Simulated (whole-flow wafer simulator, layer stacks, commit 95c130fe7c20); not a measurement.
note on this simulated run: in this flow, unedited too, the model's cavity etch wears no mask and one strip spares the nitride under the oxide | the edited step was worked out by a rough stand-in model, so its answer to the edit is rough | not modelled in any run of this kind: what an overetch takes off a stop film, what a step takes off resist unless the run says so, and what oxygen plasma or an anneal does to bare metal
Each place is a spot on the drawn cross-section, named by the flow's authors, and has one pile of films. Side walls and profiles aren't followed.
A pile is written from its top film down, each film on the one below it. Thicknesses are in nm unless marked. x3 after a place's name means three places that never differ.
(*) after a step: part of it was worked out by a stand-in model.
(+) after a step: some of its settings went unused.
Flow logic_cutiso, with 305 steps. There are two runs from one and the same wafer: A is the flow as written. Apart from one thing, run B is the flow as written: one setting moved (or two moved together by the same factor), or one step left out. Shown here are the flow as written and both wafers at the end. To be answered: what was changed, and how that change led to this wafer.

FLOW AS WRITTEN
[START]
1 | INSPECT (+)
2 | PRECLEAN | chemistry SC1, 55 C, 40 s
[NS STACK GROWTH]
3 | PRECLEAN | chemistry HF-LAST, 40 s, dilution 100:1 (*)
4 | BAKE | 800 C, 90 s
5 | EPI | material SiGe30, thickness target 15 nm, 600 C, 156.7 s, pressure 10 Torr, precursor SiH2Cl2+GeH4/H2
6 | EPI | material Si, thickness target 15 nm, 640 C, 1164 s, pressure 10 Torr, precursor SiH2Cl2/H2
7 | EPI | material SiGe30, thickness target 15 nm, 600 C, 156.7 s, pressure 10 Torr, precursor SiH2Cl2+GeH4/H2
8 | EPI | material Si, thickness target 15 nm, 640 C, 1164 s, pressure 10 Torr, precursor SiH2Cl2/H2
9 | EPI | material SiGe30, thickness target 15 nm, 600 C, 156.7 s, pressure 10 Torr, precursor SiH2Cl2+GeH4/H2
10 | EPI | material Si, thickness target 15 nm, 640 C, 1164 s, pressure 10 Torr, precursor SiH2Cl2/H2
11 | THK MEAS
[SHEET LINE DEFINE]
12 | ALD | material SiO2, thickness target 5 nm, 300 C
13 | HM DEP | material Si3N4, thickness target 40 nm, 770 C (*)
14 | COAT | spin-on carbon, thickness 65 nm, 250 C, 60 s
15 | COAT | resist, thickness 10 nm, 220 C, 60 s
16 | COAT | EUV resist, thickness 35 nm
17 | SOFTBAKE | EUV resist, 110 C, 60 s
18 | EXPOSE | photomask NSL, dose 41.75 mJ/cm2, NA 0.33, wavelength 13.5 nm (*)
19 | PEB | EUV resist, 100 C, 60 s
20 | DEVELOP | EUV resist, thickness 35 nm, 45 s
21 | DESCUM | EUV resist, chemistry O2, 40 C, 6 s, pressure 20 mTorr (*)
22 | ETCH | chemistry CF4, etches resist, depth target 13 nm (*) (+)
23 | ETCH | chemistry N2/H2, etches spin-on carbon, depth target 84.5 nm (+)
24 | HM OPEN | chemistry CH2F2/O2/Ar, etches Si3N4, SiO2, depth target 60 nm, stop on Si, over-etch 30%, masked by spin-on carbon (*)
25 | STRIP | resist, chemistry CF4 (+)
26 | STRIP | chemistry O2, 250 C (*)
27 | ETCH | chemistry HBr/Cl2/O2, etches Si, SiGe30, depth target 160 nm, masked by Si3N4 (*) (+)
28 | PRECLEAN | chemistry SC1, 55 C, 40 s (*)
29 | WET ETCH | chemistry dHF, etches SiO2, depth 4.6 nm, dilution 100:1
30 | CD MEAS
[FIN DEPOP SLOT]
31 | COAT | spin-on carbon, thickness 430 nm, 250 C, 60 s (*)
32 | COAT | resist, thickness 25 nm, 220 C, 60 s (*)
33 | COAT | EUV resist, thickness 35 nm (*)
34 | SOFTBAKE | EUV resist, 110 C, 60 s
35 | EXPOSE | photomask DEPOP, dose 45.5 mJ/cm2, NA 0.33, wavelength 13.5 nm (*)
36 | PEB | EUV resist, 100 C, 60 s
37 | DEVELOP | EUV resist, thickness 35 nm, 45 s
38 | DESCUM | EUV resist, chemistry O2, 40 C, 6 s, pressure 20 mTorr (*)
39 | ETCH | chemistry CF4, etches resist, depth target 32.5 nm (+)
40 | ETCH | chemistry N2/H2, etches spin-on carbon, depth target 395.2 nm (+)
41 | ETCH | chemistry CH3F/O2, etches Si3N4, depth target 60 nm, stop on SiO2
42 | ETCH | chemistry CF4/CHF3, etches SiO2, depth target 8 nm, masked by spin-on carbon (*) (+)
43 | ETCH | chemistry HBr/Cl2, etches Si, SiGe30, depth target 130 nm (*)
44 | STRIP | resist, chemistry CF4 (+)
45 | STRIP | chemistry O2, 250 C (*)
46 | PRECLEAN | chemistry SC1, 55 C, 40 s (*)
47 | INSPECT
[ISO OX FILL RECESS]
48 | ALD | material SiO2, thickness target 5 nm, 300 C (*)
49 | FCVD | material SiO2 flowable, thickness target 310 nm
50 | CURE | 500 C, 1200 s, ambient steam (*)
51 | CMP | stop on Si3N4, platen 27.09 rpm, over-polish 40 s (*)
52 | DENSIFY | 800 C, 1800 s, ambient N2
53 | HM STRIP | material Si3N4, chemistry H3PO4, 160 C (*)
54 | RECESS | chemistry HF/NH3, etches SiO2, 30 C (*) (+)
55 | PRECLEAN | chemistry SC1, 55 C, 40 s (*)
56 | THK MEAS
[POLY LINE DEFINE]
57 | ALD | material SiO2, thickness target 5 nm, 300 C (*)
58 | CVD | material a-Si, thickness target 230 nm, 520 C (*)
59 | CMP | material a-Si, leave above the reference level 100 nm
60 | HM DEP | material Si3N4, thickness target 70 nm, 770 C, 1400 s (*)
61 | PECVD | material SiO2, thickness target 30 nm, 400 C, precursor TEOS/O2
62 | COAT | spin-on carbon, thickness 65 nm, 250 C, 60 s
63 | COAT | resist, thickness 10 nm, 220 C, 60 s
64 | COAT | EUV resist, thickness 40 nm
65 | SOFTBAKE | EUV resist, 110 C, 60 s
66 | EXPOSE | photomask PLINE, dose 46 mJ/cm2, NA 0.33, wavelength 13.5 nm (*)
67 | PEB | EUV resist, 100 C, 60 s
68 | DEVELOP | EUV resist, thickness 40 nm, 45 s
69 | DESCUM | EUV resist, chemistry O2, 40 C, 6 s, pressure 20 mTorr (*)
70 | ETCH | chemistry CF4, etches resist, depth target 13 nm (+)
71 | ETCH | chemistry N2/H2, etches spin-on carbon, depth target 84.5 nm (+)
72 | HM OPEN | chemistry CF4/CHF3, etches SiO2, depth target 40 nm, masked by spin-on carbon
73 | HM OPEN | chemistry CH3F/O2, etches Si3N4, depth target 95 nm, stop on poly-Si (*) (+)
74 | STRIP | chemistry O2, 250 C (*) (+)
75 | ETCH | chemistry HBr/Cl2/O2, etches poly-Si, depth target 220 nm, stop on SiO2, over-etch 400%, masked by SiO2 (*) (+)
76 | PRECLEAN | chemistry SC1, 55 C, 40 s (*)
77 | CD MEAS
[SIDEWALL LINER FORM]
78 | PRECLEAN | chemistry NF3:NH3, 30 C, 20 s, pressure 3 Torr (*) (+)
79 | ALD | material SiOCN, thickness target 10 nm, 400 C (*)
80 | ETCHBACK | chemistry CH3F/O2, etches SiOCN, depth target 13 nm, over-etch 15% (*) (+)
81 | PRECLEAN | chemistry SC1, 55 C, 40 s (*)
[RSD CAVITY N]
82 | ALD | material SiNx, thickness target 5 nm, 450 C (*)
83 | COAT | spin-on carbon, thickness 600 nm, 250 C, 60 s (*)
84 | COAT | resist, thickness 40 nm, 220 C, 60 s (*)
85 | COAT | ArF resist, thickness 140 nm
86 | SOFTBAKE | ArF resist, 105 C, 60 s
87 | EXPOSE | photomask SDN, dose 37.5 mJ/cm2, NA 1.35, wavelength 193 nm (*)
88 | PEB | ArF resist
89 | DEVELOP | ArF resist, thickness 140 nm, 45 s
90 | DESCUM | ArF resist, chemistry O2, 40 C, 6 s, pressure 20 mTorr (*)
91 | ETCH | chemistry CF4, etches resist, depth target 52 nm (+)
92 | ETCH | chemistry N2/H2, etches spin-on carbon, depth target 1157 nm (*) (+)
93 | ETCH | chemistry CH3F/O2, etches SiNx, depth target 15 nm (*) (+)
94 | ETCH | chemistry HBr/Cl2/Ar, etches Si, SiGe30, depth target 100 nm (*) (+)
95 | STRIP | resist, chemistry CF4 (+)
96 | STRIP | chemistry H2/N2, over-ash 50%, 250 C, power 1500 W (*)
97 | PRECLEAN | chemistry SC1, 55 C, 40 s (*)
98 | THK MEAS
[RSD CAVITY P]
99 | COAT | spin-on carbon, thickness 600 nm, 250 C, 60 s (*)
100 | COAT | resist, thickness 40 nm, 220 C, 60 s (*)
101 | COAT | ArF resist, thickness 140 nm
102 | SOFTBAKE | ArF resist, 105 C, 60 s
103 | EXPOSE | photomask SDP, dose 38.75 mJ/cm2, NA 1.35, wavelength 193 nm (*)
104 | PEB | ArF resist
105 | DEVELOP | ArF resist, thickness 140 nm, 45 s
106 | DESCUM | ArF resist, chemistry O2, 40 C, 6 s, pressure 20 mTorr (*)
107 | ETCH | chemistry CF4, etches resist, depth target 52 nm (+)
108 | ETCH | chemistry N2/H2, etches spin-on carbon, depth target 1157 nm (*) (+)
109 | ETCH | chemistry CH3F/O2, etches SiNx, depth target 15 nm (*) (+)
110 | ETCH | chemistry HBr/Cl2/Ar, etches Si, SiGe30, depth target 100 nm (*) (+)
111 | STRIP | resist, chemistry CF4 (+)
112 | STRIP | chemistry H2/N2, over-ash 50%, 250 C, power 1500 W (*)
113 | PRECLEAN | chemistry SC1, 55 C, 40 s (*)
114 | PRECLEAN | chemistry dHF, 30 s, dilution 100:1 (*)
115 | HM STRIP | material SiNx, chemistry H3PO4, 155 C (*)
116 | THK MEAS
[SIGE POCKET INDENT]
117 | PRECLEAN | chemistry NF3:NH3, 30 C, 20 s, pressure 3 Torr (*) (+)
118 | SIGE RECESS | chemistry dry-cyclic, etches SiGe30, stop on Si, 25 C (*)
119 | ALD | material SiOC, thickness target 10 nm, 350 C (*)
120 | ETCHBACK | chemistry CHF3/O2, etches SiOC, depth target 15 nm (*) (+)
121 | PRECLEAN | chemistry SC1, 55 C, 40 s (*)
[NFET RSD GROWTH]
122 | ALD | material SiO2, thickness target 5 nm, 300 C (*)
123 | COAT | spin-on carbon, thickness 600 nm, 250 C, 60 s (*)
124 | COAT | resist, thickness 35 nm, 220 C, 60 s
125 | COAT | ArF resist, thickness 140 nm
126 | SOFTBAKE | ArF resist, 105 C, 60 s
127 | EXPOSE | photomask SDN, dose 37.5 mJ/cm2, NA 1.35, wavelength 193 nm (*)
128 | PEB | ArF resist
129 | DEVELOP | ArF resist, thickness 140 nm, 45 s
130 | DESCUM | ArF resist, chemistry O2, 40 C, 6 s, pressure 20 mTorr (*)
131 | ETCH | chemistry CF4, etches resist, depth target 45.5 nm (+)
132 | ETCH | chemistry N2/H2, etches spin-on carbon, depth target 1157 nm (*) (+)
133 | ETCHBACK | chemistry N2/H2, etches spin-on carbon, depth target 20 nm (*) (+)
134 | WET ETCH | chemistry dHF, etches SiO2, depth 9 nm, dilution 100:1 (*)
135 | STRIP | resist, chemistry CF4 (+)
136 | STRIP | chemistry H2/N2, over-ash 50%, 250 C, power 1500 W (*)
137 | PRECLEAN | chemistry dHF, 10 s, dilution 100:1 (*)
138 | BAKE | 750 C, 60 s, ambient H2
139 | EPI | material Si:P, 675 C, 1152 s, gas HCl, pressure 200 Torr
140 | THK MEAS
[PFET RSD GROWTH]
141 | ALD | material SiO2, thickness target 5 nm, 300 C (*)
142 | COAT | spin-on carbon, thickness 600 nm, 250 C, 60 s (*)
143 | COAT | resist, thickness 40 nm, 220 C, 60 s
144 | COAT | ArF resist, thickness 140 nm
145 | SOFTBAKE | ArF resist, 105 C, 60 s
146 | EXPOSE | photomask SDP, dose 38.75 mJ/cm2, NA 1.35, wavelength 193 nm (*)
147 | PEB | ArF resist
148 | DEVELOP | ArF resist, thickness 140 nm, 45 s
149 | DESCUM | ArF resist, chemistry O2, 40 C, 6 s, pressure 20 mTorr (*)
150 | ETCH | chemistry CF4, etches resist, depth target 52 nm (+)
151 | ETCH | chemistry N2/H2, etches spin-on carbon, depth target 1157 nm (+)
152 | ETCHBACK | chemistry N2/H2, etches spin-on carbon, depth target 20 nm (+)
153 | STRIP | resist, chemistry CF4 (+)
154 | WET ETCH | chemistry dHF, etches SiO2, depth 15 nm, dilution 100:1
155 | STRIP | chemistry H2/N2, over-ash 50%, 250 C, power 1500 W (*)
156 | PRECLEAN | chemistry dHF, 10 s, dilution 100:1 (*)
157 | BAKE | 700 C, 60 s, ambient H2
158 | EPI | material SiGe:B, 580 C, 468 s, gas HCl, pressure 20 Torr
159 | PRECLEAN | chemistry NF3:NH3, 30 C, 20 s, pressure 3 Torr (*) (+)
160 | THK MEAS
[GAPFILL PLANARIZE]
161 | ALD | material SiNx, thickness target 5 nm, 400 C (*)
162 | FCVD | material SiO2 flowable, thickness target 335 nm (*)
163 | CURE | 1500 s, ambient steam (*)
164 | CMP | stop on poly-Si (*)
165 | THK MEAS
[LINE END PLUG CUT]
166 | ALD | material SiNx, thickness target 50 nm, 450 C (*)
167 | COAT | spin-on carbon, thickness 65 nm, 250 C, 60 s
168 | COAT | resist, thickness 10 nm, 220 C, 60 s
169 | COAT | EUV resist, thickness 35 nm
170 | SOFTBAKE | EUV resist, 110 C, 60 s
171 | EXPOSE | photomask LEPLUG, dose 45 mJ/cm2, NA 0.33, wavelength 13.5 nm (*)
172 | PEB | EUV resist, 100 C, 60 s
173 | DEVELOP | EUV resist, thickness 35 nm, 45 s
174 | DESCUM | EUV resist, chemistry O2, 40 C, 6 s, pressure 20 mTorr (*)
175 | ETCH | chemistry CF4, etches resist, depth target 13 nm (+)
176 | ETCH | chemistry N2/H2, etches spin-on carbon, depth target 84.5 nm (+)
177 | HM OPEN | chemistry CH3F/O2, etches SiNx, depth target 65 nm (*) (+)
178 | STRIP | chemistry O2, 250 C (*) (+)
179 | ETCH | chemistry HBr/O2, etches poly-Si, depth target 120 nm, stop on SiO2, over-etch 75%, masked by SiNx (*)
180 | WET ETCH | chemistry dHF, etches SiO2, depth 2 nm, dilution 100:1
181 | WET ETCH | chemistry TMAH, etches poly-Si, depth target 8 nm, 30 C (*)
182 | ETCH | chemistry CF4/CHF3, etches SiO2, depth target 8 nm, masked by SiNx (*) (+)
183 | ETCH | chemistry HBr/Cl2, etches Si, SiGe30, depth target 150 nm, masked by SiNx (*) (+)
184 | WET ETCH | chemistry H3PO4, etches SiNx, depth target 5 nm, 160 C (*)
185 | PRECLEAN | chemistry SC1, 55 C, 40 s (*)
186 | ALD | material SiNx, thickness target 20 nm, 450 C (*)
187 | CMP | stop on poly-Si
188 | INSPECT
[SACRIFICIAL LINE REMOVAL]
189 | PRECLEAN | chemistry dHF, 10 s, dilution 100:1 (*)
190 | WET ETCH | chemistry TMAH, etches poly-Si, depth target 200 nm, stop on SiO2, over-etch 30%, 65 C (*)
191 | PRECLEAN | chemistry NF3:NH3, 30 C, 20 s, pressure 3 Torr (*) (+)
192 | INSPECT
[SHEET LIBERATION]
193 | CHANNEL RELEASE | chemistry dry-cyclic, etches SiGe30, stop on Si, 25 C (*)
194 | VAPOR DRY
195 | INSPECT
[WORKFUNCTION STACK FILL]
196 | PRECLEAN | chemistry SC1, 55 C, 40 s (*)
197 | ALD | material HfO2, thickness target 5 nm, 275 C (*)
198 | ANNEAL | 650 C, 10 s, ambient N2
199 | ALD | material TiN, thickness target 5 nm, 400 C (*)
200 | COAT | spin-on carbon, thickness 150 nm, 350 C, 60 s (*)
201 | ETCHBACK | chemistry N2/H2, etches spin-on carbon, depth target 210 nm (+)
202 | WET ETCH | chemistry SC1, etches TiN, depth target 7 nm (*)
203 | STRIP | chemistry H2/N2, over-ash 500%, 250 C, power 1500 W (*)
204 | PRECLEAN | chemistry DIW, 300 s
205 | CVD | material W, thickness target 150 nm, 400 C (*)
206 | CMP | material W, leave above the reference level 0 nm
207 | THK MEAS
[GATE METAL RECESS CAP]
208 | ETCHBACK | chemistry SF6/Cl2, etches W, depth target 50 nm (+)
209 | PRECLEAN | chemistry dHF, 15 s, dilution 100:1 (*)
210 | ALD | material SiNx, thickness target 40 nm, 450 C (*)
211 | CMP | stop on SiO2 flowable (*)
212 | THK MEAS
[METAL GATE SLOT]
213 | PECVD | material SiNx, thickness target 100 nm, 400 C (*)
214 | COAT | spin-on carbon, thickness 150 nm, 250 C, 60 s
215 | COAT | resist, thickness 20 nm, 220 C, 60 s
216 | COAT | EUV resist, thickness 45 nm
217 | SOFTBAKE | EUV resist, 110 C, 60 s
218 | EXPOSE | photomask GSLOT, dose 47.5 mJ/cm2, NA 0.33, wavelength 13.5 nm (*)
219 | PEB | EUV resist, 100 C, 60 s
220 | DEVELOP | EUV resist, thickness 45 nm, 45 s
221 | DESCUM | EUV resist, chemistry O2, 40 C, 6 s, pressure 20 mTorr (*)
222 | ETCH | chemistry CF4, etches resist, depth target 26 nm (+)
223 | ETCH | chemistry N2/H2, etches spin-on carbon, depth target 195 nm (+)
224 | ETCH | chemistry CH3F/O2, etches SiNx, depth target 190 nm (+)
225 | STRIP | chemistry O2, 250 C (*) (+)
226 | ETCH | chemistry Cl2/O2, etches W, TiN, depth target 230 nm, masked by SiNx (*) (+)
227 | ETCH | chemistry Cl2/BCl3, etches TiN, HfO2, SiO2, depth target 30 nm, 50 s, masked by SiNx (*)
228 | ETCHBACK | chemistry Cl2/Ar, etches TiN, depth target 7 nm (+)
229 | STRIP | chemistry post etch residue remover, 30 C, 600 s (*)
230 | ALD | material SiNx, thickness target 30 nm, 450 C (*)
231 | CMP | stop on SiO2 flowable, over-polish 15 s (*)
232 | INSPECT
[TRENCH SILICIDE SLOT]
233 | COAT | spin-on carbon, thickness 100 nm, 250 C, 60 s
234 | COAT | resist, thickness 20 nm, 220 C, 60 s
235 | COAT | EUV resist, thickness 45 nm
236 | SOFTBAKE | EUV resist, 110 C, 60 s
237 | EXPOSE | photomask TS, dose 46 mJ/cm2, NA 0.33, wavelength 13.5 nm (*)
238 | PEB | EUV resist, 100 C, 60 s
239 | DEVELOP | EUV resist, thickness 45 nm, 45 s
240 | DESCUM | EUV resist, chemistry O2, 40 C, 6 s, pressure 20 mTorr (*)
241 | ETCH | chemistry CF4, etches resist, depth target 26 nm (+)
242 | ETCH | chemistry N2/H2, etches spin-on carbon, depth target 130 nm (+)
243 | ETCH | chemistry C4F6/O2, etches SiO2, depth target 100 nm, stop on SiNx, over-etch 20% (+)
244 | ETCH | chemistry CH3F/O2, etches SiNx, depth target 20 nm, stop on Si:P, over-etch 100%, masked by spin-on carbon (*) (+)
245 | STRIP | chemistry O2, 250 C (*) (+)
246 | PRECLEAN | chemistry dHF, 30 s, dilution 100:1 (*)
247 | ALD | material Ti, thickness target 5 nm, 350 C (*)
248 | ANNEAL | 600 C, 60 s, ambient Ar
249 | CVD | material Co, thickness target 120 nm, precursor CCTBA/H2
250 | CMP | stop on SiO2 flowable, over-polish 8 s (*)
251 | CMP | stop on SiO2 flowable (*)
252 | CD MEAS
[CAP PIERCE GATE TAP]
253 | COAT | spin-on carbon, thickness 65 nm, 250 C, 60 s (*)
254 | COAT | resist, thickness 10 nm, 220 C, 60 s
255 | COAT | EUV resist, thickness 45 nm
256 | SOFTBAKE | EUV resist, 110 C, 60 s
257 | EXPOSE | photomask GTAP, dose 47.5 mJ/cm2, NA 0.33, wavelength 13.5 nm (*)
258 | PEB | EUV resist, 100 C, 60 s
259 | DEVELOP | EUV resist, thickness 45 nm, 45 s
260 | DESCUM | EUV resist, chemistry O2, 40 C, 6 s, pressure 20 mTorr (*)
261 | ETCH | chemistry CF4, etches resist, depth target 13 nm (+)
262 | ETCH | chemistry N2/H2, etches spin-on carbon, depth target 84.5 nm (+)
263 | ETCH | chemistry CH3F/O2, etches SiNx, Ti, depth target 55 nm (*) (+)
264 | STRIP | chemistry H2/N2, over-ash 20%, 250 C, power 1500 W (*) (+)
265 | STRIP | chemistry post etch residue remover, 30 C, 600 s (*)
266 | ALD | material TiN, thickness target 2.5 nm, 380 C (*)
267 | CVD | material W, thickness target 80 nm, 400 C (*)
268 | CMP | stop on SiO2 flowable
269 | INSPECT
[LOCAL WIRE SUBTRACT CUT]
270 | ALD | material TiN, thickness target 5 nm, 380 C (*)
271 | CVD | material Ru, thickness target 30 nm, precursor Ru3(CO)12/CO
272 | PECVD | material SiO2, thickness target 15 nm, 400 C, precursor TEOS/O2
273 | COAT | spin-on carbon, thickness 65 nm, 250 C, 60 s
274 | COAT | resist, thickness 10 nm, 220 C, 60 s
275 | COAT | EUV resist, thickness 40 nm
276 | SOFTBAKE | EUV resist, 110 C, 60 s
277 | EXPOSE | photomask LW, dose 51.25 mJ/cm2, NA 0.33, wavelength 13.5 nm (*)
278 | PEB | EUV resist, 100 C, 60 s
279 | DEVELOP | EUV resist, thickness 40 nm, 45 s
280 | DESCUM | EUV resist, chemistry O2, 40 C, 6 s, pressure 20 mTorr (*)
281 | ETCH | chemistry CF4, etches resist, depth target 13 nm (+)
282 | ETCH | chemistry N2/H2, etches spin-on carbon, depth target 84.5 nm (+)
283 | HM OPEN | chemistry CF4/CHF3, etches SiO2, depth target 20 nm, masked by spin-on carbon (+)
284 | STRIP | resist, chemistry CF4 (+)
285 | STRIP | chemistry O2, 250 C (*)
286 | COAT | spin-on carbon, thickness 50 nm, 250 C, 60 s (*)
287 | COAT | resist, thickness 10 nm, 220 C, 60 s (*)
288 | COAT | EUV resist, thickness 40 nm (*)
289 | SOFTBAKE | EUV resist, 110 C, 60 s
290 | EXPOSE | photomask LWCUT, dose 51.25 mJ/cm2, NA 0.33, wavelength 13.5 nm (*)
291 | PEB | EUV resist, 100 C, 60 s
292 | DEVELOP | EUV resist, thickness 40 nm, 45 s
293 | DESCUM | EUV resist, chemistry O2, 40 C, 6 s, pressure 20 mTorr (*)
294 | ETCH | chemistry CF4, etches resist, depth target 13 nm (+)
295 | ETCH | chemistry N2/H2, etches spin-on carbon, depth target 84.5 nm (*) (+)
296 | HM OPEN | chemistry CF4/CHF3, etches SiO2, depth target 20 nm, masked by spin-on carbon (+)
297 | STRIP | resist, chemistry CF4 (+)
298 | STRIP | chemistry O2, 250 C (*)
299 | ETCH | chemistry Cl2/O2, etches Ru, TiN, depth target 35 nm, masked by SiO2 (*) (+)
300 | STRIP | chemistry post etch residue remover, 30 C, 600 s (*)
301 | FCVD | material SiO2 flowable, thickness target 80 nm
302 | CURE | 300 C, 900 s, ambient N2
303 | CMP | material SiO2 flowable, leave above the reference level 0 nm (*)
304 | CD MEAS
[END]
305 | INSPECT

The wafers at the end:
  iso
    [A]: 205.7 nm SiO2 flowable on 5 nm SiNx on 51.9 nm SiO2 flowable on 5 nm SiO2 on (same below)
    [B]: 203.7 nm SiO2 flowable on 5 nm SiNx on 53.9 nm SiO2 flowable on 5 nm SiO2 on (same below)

What caused this: step 119, ALD: thickness target 12 nm was run, though the flow has thickness target 10 nm.

The path from the change to this, step by step:
  119 | ALD | material SiOC, thickness target 10 nm, 350 C (*)
      depop, dpovl, gfld and 14 more: A +10 SiOC (new film) | B +12 SiOC (new film)
      lnr, lnrp, lnrt: A +10 SiOC (new film), +16 SiOC (new film), -16 cavity (all of it), +16 SiOC (new film), -16 cavity (all of it), +16 SiOC (new film), -16 cavity (all of it) | B +12 SiOC (new film), +16 SiOC (new film), -16 cavity (all of it), +16 SiOC (new film), -16 cavity (all of it), +16 SiOC (new film), -16 cavity (all of it)
      (also at 2 further places)
  120 | ETCHBACK | chemistry CHF3/O2, etches SiOC, depth target 15 nm (*) (+)
      gl, tap: A -10 SiOC (all of it), -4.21 SiO2 (all of it), -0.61 Si3N4 | B -12 SiOC (all of it), -3 SiO2
      glp: A -10 SiOC (all of it), -4.25 SiO2 (all of it), -0.58 Si3N4 | B -12 SiOC (all of it), -3 SiO2
      (also at 19 further places)
  122 | ALD | material SiO2, thickness target 5 nm, 300 C (*)
      gl, glp, tap: A +5 SiO2 (new film) | B +5 SiO2
      gxn: A +6.76 SiO2 (new film) | B +5 SiO2
      (also at 1 further place)
  132 | ETCH | chemistry N2/H2, etches spin-on carbon, depth target 1157 nm (*) (+)
      gl, tap: A -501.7 spin-on carbon (all of it), -5 SiO2 (all of it), -0.5 Si3N4 | B -500.8 spin-on carbon (all of it), -6.17 SiO2 (all of it)
  133 | ETCHBACK | chemistry N2/H2, etches spin-on carbon, depth target 20 nm (*) (+)
      gxn: A -0.7 SiO2 (all of it), -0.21 Si3N4 | B -1.35 SiO2 (all of it)
  141 | ALD | material SiO2, thickness target 5 nm, 300 C (*)
      gxn: A +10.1 SiO2 (new film) | B +10.8 SiO2 (new film)
  153 | STRIP | resist, chemistry CF4 (+)
      glp: A -1.36 SiO2 (all of it) | B -2.53 SiO2 (all of it)
      gxp: A -3.06 SiO2 (all of it) | B -3.73 SiO2 (all of it)
  161 | ALD | material SiNx, thickness target 5 nm, 400 C (*)
      gxp: A +5 SiNx (new film) | B +5.65 SiNx (new film)
  164 | CMP | stop on poly-Si (*)
      depop, dpovl, isow, ns, nsgap: A -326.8 SiO2 flowable (all of it), -5 SiNx (all of it), -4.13 SiO2 (all of it), -70 Si3N4 (all of it) | B -326.8 SiO2 flowable (all of it), -5 SiNx (all of it), -6.13 SiO2 (all of it), -70 Si3N4 (all of it)
      gfld, gxf, plug: A -251.9 SiO2 flowable (all of it), -5 SiNx (all of it), -4.13 SiO2 (all of it), -70 Si3N4 (all of it) | B -251 SiO2 flowable (all of it), -5 SiNx (all of it), -6.13 SiO2 (all of it), -70 Si3N4 (all of it)
      (also at 3 further places)
